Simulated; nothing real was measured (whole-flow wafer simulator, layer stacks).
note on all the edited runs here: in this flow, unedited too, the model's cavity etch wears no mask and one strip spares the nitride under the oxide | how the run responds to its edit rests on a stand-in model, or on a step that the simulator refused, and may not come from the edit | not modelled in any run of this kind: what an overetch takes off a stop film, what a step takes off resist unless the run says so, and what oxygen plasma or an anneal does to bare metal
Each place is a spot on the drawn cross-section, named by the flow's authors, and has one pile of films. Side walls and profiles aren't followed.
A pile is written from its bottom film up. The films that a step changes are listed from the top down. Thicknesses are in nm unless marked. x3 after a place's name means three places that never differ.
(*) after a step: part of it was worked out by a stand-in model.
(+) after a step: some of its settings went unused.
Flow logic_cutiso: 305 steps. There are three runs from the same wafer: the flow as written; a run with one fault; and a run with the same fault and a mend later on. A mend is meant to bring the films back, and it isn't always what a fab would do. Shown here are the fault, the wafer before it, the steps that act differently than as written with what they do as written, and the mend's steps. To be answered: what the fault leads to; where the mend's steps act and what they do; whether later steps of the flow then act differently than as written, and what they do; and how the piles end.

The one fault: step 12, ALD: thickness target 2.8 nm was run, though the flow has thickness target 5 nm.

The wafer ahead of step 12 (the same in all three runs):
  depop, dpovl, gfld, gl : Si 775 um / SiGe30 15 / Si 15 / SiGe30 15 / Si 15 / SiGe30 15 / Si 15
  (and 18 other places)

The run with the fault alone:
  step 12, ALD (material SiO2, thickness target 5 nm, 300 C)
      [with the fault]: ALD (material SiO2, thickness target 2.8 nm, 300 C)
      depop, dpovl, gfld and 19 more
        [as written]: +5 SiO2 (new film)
        [with the fault]: +2.8 SiO2 (new film)
  Steps later in the flow that act otherwise than as written (12 more steps, not shown, differ only slightly: by at most 2% or 0.5 nm, whichever is larger):
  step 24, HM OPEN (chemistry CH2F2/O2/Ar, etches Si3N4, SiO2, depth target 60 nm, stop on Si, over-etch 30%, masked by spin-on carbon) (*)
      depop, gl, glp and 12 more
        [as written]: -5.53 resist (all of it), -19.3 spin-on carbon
        [with the fault]: -5.53 resist (all of it), -18.2 spin-on carbon
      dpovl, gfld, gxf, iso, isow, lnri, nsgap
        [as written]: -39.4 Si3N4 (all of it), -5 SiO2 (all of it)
        [with the fault]: -39.4 Si3N4 (all of it), -2.8 SiO2 (all of it)
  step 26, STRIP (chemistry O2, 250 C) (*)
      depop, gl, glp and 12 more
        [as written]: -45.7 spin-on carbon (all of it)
        [with the fault]: -46.8 spin-on carbon (all of it)
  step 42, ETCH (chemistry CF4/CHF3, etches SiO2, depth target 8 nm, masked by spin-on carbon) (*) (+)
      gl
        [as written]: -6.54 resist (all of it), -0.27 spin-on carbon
        [with the fault]: -4.07 resist
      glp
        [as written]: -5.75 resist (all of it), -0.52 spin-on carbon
        [with the fault]: -4.07 resist
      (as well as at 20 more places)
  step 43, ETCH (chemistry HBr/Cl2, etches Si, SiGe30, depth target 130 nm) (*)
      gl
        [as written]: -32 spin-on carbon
        [with the fault]: -2.46 resist (all of it), -28.6 spin-on carbon
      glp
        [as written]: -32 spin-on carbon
        [with the fault]: -1.68 resist (all of it), -29.6 spin-on carbon
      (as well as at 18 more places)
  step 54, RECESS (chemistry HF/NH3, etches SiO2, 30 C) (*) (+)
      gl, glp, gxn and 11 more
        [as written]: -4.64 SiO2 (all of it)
        [with the fault]: -2.44 SiO2 (all of it)
  When the end is reached, the piles differ only a little from the flow's at the places that both follow, at most by 2% or 0.5 nm, whichever is larger.

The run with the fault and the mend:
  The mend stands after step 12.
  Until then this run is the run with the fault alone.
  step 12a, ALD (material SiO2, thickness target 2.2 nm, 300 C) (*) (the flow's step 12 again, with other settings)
      depop, dpovl, gfld and 19 more
        +2.2 SiO2
  Every later step of the flow that is run acts as written at every place that is followed.
  The piles end the same as the flow's at every place that both follow.
